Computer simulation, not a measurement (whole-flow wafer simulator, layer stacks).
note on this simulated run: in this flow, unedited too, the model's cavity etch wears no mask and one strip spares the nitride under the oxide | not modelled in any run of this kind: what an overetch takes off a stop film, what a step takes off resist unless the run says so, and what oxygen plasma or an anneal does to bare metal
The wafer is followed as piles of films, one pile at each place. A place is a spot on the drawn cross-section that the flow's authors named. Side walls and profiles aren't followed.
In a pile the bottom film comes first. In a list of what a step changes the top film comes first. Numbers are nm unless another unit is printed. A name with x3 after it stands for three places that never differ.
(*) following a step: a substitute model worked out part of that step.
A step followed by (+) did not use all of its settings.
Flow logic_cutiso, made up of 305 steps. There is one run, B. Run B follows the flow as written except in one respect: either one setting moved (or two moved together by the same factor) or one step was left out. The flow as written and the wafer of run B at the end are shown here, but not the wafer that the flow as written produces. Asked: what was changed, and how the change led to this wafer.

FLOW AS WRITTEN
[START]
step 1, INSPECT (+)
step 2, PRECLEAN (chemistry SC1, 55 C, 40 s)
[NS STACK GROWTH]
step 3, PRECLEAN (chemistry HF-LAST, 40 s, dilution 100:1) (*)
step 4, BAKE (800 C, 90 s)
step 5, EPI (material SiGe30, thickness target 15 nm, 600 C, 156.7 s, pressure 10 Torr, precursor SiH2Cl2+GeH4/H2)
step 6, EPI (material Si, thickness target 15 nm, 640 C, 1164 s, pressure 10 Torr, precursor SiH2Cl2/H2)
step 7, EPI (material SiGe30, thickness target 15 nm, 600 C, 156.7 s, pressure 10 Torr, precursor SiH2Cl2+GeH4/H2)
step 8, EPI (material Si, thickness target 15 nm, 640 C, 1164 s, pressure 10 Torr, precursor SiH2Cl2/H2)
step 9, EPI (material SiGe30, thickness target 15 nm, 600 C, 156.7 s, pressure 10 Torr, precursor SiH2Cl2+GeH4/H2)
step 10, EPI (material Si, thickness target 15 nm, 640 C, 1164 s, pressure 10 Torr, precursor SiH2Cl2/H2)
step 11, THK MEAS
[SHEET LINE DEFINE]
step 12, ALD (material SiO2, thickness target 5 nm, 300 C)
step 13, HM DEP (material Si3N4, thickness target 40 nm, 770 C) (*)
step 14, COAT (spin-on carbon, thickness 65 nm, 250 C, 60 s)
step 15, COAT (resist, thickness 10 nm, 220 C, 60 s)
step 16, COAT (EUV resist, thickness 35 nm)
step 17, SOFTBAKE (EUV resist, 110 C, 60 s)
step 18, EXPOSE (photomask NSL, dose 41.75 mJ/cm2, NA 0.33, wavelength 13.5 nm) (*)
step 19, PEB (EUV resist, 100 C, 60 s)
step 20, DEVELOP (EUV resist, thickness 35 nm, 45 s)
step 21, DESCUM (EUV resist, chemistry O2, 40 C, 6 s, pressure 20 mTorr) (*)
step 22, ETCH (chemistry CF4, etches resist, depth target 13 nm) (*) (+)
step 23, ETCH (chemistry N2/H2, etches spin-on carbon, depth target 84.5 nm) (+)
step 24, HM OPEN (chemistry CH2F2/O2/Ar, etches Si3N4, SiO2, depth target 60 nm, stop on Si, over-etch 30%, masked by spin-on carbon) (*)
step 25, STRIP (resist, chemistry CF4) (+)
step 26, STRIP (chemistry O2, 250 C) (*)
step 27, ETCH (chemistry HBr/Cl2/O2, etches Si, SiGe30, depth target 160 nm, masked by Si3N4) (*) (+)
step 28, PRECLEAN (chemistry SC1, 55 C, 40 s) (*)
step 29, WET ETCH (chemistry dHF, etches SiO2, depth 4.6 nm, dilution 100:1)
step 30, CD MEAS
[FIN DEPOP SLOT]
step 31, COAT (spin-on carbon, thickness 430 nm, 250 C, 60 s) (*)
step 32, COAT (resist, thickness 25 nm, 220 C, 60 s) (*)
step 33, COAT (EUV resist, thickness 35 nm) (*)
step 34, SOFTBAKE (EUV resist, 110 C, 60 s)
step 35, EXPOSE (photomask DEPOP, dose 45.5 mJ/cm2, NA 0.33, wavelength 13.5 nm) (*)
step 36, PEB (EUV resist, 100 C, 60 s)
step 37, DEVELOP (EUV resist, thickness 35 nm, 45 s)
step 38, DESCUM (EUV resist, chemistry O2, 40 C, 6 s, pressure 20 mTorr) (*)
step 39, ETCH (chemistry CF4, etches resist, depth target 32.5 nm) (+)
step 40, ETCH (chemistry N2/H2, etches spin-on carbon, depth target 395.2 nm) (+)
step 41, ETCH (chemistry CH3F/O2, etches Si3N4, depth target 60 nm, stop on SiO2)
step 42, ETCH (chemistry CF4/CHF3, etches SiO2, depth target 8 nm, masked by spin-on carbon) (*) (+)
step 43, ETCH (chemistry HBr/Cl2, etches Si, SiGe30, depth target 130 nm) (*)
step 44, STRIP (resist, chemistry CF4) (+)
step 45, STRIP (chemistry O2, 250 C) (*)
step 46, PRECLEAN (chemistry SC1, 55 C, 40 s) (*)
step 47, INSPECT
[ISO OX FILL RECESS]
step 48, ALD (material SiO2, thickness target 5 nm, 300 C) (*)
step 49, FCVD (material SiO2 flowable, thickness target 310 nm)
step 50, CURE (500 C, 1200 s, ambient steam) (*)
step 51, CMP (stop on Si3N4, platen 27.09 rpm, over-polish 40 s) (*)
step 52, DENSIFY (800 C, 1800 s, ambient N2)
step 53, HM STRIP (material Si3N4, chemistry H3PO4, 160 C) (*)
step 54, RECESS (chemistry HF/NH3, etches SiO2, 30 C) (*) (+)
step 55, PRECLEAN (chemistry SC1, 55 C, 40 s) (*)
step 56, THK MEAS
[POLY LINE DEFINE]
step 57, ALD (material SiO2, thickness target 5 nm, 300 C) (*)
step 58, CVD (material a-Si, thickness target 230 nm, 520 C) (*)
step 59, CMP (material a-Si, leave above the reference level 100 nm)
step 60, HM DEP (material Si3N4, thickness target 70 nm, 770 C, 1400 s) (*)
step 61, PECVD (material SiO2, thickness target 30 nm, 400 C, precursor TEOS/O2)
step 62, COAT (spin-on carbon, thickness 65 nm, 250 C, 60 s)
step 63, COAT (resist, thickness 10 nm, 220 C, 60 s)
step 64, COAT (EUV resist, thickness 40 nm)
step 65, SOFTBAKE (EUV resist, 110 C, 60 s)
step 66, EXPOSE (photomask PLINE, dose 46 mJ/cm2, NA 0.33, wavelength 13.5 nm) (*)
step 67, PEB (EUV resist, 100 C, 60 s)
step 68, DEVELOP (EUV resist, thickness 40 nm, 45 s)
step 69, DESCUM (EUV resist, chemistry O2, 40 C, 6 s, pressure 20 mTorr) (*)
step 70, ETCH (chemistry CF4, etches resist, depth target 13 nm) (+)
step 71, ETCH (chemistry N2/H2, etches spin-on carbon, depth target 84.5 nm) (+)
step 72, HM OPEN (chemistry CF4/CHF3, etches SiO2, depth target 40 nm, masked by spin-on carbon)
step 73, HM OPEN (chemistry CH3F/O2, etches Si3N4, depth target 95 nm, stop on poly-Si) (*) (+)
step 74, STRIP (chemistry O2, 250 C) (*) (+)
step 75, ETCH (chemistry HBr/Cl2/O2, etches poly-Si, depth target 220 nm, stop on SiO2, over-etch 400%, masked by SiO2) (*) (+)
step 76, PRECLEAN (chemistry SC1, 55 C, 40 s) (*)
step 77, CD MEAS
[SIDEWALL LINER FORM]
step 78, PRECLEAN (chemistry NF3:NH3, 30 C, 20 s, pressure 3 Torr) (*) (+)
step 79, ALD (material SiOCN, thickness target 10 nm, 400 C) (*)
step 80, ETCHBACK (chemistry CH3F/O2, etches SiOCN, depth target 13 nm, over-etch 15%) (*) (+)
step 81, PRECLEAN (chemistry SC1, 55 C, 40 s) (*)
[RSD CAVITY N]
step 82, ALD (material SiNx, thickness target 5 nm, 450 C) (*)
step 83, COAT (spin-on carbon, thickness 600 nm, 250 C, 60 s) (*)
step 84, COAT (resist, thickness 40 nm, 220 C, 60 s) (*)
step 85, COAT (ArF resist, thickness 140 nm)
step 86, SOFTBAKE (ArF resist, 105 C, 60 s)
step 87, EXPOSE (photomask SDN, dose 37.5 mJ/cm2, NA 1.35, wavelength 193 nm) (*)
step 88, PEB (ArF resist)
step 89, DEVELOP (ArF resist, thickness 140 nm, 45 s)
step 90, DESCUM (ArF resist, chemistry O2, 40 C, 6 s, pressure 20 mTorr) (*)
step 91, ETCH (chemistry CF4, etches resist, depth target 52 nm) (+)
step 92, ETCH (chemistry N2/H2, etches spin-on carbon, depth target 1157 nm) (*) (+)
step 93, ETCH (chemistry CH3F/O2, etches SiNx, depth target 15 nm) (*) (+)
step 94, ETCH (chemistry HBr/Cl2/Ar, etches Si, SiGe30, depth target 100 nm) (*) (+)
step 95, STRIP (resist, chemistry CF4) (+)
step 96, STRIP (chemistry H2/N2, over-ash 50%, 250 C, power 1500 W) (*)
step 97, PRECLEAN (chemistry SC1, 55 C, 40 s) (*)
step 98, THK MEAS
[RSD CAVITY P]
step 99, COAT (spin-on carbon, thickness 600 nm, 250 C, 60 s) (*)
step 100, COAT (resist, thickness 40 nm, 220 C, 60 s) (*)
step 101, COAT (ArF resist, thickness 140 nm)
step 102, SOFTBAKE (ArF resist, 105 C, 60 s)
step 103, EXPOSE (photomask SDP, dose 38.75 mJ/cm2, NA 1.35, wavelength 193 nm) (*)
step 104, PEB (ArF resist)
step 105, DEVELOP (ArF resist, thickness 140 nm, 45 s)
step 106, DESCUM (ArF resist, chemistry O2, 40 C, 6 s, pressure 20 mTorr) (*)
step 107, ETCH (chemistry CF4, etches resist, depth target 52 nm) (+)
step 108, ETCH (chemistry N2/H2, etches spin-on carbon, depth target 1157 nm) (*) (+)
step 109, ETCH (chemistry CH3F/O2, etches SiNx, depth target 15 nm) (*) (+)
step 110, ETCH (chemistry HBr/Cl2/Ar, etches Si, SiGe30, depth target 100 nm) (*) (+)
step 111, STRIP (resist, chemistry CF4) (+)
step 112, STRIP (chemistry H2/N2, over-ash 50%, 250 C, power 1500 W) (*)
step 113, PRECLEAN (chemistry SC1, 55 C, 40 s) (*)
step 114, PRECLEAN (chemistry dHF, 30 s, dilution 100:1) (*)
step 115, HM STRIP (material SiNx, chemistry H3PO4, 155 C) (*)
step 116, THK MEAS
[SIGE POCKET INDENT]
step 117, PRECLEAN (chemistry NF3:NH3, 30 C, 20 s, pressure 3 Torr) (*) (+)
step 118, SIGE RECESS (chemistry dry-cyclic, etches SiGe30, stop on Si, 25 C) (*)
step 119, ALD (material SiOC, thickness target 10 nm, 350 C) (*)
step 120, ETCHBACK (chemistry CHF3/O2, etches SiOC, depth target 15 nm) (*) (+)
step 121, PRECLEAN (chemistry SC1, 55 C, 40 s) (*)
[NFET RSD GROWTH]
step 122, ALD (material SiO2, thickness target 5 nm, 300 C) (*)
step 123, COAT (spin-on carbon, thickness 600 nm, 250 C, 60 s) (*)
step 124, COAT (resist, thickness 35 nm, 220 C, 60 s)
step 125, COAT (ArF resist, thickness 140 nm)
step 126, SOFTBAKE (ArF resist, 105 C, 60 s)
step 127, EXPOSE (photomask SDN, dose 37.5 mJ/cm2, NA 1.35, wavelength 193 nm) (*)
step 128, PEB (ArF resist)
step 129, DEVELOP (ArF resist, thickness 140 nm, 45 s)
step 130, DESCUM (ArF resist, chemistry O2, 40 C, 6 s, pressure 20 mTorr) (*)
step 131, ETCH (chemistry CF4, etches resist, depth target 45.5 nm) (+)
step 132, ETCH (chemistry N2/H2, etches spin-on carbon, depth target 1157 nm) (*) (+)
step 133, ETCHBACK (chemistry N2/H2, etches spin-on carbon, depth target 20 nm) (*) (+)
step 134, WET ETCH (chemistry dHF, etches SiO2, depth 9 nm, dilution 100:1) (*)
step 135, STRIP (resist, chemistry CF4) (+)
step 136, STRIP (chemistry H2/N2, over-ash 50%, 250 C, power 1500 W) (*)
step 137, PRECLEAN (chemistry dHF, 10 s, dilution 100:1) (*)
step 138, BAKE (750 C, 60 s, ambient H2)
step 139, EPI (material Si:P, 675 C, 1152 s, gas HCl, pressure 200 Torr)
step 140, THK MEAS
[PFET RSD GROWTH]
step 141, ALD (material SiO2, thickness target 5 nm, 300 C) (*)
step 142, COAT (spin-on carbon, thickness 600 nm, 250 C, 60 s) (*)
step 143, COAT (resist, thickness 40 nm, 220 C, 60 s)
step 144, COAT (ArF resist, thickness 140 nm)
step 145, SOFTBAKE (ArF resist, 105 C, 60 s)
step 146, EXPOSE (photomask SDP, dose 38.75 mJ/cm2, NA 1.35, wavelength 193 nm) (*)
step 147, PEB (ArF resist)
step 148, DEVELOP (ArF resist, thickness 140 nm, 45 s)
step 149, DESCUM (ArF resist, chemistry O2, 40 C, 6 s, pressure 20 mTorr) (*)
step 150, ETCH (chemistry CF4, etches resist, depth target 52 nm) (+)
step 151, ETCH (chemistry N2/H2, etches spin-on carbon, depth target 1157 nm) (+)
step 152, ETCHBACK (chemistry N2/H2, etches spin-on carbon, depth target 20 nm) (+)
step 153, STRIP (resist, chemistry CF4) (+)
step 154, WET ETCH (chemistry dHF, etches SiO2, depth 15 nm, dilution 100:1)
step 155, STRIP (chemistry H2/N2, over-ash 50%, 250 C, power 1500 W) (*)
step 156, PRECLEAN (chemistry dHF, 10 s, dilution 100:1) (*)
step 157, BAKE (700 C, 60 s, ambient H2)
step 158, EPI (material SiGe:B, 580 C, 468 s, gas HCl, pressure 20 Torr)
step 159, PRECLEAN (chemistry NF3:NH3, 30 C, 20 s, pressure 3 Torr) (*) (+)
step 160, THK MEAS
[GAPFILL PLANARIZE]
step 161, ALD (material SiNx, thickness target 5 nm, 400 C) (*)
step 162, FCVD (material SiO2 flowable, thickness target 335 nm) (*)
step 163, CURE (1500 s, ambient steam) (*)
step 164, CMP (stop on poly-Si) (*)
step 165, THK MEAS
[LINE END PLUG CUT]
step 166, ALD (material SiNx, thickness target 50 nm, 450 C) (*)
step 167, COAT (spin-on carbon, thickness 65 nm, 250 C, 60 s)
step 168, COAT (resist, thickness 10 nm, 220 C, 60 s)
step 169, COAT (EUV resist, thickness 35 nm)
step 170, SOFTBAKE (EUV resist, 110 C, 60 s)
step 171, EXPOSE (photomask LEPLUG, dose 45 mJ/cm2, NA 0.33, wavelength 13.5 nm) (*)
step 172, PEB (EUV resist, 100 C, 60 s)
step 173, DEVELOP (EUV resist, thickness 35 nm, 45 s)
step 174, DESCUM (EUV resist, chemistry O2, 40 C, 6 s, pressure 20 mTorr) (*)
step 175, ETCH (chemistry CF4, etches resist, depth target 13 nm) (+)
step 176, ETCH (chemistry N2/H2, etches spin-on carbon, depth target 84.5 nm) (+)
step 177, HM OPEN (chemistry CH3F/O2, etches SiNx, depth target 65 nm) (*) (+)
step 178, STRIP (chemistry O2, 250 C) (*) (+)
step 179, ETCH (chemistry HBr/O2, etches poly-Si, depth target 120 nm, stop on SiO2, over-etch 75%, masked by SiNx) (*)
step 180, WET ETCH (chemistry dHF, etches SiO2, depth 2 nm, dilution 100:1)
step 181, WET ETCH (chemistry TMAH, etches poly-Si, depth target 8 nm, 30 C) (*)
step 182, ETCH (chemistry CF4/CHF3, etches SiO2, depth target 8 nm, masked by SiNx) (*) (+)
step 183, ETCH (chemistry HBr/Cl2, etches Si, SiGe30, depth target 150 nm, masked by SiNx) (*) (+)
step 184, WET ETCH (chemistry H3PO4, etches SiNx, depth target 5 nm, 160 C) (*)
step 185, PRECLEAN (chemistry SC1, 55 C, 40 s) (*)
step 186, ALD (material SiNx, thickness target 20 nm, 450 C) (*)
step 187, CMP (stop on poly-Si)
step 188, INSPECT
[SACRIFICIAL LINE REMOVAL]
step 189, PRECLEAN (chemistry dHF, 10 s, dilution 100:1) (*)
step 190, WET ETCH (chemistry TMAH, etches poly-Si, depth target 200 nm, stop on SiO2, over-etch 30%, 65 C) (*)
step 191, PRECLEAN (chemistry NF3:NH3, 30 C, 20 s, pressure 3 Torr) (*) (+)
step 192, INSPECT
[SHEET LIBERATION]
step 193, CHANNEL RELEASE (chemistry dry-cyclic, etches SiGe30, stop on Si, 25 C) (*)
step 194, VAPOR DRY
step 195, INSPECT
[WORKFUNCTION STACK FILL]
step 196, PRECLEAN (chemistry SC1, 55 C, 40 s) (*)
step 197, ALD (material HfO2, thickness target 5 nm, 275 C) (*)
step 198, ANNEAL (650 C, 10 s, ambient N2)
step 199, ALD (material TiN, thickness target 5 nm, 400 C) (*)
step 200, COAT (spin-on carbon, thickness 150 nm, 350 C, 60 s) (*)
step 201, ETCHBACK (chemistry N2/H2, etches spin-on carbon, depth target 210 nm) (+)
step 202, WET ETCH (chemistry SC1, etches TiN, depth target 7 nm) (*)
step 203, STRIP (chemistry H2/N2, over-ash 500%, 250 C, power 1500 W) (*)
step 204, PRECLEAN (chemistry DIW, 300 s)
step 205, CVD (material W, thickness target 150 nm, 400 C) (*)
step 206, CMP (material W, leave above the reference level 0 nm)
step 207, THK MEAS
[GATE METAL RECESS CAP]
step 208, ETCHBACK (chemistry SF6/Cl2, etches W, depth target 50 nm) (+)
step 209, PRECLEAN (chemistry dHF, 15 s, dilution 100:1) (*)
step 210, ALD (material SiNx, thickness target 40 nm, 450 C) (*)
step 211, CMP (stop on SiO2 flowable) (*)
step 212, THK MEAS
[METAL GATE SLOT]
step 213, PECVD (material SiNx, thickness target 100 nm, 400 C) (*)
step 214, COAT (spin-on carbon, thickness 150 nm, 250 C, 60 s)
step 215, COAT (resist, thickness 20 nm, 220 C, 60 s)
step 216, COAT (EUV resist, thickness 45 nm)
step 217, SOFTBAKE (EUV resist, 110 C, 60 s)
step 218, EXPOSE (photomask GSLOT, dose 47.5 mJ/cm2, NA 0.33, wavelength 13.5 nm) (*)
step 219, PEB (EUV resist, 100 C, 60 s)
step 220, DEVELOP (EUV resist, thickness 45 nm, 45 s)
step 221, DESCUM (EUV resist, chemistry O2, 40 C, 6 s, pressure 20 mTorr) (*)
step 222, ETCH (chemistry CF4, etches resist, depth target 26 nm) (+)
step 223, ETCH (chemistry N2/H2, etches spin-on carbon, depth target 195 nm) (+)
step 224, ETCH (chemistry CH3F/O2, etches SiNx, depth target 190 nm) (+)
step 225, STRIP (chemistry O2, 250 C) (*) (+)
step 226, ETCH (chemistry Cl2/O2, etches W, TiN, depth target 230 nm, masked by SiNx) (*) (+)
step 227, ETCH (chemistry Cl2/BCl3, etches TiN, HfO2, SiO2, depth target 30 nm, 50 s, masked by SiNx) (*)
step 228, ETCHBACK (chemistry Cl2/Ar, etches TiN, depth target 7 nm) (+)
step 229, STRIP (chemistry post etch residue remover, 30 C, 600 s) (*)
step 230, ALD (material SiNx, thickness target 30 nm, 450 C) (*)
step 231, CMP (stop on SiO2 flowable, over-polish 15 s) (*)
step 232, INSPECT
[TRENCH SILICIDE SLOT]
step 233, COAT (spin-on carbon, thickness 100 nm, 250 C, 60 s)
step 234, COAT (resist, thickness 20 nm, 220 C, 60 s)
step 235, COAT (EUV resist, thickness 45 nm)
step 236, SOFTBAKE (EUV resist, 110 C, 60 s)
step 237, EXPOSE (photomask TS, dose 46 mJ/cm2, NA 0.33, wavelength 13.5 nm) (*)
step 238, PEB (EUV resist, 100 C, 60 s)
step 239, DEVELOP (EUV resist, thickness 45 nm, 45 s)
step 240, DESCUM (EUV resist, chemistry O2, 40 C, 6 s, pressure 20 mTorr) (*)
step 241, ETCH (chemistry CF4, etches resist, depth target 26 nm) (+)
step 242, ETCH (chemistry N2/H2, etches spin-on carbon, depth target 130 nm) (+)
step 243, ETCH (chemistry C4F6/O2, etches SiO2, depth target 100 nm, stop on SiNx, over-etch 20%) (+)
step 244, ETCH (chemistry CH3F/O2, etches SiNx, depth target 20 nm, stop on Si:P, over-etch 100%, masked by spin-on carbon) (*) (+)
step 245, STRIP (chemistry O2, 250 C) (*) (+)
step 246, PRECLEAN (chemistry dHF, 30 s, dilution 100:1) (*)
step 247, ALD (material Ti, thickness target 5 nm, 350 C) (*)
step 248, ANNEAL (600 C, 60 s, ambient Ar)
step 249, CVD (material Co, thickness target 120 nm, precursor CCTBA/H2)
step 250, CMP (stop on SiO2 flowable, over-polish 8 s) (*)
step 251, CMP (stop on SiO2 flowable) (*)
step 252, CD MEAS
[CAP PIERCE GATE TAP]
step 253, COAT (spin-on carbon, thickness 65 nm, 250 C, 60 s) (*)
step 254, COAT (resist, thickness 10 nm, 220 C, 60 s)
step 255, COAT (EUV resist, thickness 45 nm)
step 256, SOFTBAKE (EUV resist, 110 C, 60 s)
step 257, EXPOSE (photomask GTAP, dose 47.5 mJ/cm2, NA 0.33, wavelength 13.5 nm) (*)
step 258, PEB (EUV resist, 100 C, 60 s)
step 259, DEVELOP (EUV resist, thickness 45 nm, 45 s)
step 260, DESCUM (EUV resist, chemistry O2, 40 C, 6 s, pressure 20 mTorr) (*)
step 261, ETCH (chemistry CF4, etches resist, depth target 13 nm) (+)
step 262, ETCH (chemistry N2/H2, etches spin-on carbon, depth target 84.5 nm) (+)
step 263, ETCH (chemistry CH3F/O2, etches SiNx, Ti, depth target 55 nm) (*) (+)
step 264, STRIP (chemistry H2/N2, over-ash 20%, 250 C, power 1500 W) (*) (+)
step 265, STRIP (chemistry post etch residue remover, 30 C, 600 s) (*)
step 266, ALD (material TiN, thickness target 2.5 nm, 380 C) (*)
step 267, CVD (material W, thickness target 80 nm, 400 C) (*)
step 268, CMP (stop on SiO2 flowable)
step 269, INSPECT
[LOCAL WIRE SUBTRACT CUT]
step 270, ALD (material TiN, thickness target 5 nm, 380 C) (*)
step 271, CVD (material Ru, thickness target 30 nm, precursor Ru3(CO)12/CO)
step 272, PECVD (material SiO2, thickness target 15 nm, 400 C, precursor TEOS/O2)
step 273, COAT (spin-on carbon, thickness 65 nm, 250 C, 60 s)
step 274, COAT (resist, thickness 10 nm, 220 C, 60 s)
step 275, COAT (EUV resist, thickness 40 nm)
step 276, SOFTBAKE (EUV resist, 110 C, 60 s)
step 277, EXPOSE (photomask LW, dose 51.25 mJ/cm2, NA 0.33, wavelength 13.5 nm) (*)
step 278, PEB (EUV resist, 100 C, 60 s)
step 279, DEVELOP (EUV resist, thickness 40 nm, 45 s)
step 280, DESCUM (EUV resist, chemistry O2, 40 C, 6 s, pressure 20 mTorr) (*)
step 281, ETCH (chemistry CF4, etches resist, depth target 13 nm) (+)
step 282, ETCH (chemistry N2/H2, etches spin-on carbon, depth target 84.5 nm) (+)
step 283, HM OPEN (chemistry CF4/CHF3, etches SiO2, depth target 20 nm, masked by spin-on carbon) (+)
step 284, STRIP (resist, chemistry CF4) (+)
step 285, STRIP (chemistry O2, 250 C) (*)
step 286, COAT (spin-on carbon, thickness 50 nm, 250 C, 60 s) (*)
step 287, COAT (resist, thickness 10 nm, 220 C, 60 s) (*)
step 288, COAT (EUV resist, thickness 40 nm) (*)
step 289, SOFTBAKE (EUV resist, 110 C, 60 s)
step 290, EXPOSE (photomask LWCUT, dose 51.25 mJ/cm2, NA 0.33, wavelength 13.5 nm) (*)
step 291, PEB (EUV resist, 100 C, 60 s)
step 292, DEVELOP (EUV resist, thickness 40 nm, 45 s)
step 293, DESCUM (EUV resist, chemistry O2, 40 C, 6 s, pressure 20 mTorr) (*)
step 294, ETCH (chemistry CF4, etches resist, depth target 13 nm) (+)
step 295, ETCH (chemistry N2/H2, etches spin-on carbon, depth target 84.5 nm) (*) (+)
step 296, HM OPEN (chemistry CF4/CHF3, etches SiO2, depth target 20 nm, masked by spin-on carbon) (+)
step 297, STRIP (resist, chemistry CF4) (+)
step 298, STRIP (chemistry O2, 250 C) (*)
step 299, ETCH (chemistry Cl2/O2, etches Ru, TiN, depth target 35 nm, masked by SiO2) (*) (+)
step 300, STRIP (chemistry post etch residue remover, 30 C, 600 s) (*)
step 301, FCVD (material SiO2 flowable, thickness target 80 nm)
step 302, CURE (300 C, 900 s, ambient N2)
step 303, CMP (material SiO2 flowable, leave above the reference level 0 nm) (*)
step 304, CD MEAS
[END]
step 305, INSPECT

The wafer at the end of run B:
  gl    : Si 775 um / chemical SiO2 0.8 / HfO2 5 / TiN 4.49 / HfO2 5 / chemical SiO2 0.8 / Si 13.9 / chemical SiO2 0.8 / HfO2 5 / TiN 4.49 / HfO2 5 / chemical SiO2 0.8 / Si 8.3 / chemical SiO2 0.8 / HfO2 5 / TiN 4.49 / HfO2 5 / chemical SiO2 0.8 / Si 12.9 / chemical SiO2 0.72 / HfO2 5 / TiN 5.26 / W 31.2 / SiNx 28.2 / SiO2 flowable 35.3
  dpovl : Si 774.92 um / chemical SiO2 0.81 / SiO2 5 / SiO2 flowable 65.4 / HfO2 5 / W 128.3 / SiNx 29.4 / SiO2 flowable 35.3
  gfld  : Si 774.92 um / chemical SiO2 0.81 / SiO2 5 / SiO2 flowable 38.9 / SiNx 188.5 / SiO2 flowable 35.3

What caused this: step 8, EPI: 727.8 s was run, whereas the flow has 1164 s.

The path from the change to this, step by step:
  step 8, EPI (material Si, thickness target 15 nm, 640 C, 1164 s, pressure 10 Torr, precursor SiH2Cl2/H2)
      depop, dpovl, gfld and 19 more: +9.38 Si (new film) (it would be, as written: +15 Si (new film))
  step 27, ETCH (chemistry HBr/Cl2/O2, etches Si, SiGe30, depth target 160 nm, masked by Si3N4) (*) (+)
      gfld, gxf, iso, lnri: -0.79 chemical SiO2 (all of it), -11.4 Si (all of it), -15 SiGe30 (all of it), -9.38 Si (all of it), -15 SiGe30 (all of it), -15 Si (all of it), -15 SiGe30 (all of it), -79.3 Si (it would be, as written: -0.79 chemical SiO2 (all of it), -11.4 Si (all of it), -15 SiGe30 (all of it), -15 Si (all of it), -15 SiGe30 (all of it), -15 Si (all of it), -15 SiGe30 (all of it), -73.6 Si)
      dpovl, nsgap: -0.79 chemical SiO2 (all of it), -11.8 Si (all of it), -15 SiGe30 (all of it), -9.38 Si (all of it), -15 SiGe30 (all of it), -15 Si (all of it), -15 SiGe30 (all of it), -78.9 Si (it would be, as written: -0.79 chemical SiO2 (all of it), -11.8 Si (all of it), -15 SiGe30 (all of it), -15 Si (all of it), -15 SiGe30 (all of it), -15 Si (all of it), -15 SiGe30 (all of it), -73.2 Si)
      (and at 1 other place as well)
  step 43, ETCH (chemistry HBr/Cl2, etches Si, SiGe30, depth target 130 nm) (*)
      depop: -14 Si (all of it), -15 SiGe30 (all of it), -9.38 Si (all of it), -15 SiGe30 (all of it), -15 Si (all of it), -15 SiGe30 (all of it), -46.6 Si (it would be, as written: -14 Si (all of it), -15 SiGe30 (all of it), -15 Si (all of it), -15 SiGe30 (all of it), -15 Si (all of it), -15 SiGe30 (all of it), -41 Si)
  step 94, ETCH (chemistry HBr/Cl2/Ar, etches Si, SiGe30, depth target 100 nm) (*) (+)
      rsdn, rsdx: -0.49 chemical SiO2 (all of it), -12.8 Si (all of it), -15 SiGe30 (all of it), -9.38 Si (all of it), -15 SiGe30 (all of it), -15 Si (all of it), -15 SiGe30 (all of it), -17.8 Si (it would be, as written: -0.49 chemical SiO2 (all of it), -12.8 Si (all of it), -15 SiGe30 (all of it), -15 Si (all of it), -15 SiGe30 (all of it), -15 Si (all of it), -15 SiGe30 (all of it), -12.2 Si)
  step 110, ETCH (chemistry HBr/Cl2/Ar, etches Si, SiGe30, depth target 100 nm) (*) (+)
      rsdp, rsdw: -0.49 chemical SiO2 (all of it), -12.8 Si (all of it), -15 SiGe30 (all of it), -9.38 Si (all of it), -15 SiGe30 (all of it), -15 Si (all of it), -15 SiGe30 (all of it), -17.8 Si (it would be, as written: -0.49 chemical SiO2 (all of it), -12.8 Si (all of it), -15 SiGe30 (all of it), -15 Si (all of it), -15 SiGe30 (all of it), -15 Si (all of it), -15 SiGe30 (all of it), -12.2 Si)
  step 183, ETCH (chemistry HBr/Cl2, etches Si, SiGe30, depth target 150 nm, masked by SiNx) (*) (+)
      plug: -13.6 Si (all of it), -15 SiGe30 (all of it), -9.38 Si (all of it), -15 SiGe30 (all of it), -15 Si (all of it), -15 SiGe30 (all of it), -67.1 Si (it would be, as written: -13.6 Si (all of it), -15 SiGe30 (all of it), -15 Si (all of it), -15 SiGe30 (all of it), -15 Si (all of it), -15 SiGe30 (all of it), -61.4 Si)
